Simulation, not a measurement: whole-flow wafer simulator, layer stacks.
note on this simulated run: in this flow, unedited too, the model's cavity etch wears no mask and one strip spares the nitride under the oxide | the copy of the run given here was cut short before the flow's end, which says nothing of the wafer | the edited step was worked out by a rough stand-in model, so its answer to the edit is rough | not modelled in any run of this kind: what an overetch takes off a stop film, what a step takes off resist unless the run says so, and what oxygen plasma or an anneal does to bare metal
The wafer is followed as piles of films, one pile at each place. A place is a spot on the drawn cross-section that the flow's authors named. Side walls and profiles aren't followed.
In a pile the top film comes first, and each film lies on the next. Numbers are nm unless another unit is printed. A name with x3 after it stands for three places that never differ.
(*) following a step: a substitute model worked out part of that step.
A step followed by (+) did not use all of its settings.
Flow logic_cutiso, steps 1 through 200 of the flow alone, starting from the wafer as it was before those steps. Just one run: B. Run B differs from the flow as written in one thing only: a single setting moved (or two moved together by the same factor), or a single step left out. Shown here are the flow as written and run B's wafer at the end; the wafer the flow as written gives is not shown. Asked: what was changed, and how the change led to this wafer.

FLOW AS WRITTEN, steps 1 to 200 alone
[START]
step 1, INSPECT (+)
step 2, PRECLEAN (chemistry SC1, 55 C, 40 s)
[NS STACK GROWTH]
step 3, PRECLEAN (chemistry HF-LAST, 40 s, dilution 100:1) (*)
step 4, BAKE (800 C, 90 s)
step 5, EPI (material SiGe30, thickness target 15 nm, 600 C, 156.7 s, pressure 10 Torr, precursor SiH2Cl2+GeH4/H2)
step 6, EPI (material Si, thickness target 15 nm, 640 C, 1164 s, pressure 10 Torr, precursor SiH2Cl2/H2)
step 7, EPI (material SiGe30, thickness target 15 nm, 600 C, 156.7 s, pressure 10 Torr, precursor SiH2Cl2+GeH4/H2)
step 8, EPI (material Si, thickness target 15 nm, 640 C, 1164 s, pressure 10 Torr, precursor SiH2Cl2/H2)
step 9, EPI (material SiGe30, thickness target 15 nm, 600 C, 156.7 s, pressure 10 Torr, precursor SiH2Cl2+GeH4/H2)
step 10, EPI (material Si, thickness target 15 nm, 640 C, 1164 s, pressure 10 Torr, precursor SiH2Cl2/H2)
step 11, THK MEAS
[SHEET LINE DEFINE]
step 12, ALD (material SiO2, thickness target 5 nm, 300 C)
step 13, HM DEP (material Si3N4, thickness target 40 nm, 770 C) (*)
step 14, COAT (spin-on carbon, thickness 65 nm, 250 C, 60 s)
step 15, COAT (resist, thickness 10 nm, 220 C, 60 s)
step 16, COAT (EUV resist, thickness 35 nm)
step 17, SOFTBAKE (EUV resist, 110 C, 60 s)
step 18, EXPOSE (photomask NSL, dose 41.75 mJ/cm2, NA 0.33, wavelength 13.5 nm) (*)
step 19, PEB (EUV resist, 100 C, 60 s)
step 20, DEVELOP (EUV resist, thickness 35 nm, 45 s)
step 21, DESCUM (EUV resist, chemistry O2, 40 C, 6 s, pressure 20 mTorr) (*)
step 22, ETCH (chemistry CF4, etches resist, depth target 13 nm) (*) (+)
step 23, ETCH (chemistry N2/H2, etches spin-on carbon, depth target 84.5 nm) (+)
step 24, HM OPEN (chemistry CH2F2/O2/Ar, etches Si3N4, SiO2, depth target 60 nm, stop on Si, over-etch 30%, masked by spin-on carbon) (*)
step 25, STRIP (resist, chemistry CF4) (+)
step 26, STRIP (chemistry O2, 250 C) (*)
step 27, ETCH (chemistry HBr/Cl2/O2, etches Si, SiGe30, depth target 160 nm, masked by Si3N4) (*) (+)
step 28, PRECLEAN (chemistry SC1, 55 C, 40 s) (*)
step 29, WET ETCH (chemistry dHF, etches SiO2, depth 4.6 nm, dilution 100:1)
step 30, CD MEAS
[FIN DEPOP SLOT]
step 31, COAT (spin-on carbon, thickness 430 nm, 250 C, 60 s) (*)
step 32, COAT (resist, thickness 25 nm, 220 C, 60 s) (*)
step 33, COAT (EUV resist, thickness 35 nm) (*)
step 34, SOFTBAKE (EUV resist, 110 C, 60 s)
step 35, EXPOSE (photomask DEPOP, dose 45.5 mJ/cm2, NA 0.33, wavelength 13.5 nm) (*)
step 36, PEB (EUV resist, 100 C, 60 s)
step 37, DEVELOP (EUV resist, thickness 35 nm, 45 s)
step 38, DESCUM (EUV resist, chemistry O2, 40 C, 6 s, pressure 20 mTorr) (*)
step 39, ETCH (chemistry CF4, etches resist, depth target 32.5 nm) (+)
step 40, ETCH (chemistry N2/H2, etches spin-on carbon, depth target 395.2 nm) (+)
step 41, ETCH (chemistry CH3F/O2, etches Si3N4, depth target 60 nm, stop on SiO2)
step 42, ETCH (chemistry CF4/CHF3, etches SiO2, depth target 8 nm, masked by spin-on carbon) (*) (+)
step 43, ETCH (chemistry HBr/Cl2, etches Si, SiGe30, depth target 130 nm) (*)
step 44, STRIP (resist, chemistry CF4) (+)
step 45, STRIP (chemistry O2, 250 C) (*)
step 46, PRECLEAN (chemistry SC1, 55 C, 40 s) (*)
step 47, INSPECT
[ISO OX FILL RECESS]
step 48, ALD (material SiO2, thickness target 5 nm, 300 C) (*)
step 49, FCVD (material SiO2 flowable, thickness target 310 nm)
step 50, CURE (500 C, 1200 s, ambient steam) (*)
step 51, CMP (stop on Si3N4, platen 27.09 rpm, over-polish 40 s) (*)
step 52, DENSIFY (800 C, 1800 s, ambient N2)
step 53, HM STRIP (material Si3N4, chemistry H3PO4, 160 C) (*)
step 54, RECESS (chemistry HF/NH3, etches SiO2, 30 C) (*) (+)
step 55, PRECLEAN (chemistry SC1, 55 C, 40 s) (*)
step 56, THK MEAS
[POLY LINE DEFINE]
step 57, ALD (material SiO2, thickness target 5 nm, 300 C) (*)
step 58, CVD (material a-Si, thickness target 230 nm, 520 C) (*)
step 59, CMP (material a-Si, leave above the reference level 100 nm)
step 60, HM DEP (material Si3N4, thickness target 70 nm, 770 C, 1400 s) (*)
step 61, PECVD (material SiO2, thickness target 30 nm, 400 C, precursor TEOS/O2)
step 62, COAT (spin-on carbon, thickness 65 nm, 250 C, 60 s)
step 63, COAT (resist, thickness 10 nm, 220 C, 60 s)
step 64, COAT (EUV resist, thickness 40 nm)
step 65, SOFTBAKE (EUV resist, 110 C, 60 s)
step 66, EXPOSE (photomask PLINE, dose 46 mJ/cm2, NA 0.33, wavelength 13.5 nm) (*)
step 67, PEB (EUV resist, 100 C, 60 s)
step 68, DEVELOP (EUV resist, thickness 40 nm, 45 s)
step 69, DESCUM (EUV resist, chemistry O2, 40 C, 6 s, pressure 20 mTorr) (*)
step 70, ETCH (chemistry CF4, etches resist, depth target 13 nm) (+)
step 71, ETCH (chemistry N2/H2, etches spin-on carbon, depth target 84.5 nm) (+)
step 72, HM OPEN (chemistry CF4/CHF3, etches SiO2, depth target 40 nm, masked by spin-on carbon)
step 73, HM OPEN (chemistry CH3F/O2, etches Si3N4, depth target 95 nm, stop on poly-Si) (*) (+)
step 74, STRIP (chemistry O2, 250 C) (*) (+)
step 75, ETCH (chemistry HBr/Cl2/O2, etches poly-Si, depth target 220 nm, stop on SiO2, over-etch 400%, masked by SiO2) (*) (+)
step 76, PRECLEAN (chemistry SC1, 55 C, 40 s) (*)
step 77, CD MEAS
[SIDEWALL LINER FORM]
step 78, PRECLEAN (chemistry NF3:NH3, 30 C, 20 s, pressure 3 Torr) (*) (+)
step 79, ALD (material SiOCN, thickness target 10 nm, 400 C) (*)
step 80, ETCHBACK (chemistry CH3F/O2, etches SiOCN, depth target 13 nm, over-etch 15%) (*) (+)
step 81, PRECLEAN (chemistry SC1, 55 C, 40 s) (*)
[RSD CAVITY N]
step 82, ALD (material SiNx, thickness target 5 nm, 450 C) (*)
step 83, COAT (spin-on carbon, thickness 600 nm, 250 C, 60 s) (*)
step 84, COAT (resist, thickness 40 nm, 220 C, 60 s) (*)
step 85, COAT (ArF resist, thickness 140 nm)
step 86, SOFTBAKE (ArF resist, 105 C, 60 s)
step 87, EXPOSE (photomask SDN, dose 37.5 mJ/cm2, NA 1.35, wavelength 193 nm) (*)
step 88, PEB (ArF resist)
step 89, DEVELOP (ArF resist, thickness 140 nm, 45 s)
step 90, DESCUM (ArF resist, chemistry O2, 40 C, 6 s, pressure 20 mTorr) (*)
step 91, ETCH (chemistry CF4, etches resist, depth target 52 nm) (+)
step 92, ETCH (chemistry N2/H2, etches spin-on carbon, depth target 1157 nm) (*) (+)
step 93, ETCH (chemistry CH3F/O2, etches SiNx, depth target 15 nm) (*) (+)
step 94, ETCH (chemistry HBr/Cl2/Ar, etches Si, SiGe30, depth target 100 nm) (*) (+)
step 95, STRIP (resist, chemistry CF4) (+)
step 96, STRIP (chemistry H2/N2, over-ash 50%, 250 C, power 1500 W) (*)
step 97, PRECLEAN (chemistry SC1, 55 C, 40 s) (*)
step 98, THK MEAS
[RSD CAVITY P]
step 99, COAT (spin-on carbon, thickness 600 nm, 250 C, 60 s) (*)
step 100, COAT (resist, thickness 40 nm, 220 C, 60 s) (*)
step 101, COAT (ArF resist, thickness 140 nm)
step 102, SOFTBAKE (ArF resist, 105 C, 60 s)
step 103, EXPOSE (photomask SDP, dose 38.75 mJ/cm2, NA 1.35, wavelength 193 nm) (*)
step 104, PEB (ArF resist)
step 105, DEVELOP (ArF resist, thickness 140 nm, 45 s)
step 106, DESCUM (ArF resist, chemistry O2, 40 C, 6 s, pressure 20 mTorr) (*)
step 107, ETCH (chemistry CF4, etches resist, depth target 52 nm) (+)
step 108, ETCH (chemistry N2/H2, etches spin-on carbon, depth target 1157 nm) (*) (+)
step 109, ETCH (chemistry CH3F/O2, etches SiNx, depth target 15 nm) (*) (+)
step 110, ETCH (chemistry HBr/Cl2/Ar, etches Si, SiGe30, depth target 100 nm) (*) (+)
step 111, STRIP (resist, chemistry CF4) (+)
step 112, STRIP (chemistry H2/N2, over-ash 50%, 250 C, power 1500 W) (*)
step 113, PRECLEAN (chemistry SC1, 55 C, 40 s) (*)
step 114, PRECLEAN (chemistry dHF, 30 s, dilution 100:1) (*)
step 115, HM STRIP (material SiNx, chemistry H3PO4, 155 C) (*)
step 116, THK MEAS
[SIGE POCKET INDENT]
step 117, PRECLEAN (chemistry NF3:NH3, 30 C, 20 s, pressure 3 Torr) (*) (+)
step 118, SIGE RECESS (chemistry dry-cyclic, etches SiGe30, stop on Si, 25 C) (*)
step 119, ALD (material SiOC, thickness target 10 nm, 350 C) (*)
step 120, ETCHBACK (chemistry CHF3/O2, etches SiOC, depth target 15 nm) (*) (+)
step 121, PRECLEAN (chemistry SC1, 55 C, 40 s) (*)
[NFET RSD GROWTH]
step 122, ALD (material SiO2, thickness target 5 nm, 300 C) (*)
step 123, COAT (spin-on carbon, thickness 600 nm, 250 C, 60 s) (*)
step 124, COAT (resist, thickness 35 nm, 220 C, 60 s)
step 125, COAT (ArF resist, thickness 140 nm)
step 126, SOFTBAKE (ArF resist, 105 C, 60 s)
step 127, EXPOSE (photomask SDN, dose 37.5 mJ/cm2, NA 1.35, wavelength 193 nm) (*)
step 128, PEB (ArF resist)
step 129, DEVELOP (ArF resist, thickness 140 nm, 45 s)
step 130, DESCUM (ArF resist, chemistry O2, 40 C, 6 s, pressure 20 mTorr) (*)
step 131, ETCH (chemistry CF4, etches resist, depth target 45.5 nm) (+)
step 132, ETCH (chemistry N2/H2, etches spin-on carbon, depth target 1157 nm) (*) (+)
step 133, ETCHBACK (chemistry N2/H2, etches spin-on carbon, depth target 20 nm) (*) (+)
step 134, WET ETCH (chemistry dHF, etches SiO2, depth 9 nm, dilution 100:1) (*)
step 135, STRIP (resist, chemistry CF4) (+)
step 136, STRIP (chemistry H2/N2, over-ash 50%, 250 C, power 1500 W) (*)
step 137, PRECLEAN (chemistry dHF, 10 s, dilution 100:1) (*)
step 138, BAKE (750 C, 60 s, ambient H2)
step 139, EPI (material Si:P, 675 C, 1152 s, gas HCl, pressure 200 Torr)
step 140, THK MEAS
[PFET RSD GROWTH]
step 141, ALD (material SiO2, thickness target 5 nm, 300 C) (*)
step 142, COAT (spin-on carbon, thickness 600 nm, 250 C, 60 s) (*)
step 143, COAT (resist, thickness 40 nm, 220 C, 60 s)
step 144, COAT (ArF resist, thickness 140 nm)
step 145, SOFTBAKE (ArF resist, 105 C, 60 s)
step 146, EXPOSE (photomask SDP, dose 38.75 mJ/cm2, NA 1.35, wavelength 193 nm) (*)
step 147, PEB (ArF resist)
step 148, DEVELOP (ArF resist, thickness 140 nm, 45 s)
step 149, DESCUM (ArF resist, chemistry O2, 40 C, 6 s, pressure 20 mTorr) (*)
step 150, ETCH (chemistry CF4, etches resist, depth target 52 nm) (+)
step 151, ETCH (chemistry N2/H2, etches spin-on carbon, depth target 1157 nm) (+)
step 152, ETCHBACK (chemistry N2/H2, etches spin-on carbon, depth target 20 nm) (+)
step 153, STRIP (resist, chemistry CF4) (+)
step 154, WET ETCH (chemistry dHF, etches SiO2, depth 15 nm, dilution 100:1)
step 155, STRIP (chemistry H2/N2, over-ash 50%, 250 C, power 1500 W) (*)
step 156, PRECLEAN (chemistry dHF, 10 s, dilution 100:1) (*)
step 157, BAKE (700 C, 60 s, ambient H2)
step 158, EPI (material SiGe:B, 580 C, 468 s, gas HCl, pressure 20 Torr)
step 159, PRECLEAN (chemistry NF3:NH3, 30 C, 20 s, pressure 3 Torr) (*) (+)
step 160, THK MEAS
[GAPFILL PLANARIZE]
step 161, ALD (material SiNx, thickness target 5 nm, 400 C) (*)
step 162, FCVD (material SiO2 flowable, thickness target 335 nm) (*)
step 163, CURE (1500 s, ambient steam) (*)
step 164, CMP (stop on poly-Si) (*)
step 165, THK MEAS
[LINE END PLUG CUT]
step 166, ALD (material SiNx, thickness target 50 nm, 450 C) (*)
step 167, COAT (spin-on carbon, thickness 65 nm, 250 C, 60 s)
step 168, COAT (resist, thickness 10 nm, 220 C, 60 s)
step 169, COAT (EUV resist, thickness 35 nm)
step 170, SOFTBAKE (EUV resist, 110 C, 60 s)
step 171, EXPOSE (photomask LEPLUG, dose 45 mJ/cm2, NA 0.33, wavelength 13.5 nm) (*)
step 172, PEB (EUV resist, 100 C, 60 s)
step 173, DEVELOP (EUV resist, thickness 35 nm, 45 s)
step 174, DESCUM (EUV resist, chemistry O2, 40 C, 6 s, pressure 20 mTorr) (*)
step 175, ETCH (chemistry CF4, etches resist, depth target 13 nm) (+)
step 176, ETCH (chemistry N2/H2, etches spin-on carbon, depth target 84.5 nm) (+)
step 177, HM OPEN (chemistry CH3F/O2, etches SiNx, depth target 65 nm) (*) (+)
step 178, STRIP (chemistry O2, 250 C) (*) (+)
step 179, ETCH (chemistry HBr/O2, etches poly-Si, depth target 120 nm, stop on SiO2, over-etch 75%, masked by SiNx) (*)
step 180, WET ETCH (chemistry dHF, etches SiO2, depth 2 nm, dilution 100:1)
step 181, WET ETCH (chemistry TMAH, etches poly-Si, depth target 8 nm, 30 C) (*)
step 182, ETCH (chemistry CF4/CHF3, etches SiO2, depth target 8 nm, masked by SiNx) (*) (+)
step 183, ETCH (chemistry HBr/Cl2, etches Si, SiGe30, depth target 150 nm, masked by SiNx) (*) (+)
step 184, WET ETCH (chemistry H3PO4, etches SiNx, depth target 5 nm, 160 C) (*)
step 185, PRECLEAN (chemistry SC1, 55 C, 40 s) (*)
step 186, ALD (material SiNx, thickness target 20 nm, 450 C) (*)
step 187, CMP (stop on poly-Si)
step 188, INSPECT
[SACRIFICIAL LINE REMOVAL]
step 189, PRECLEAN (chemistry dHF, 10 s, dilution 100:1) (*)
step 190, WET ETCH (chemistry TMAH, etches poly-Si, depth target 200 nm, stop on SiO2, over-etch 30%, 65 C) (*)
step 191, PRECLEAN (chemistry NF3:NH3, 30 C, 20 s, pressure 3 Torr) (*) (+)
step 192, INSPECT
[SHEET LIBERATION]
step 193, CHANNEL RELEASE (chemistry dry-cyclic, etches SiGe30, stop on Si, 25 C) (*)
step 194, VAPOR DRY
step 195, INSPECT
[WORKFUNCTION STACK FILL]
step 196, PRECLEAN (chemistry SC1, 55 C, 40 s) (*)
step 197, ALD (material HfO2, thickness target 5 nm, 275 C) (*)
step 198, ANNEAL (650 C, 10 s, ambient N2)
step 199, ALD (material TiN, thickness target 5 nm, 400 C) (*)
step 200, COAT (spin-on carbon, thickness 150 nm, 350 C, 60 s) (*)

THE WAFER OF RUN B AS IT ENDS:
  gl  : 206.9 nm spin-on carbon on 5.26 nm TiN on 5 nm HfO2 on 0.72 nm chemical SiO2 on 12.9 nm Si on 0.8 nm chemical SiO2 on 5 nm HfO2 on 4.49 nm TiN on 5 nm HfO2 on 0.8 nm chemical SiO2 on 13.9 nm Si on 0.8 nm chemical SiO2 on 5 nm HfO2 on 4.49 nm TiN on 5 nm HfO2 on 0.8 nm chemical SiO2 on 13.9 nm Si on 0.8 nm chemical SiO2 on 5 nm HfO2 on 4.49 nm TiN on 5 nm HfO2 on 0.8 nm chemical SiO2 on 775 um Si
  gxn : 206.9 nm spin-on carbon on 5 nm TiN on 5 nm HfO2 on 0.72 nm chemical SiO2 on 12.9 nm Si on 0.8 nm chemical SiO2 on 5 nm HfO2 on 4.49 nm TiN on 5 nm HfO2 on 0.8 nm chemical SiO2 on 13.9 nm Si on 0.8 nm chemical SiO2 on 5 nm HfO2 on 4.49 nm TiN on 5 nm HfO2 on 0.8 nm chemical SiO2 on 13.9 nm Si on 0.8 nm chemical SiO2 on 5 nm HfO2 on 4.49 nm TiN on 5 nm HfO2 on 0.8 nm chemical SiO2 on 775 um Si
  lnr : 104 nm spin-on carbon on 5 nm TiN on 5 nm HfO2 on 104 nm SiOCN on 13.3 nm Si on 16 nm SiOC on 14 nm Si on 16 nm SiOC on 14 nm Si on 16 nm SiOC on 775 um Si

What caused this: step 200, COAT: thickness 120 nm was run, while the flow as written has thickness 150 nm.

The path from the change to this, step by step:
  step 200, COAT (spin-on carbon, thickness 150 nm, 350 C, 60 s) (*)
      gl, glp, gxn, gxp: +206.9 spin-on carbon (new film) (it would be, as written: +236.9 spin-on carbon (new film))
      lnr, lnrp: +104 spin-on carbon (new film) (it would be, as written: +133.9 spin-on carbon (new film))
      (as well as at 16 more places)
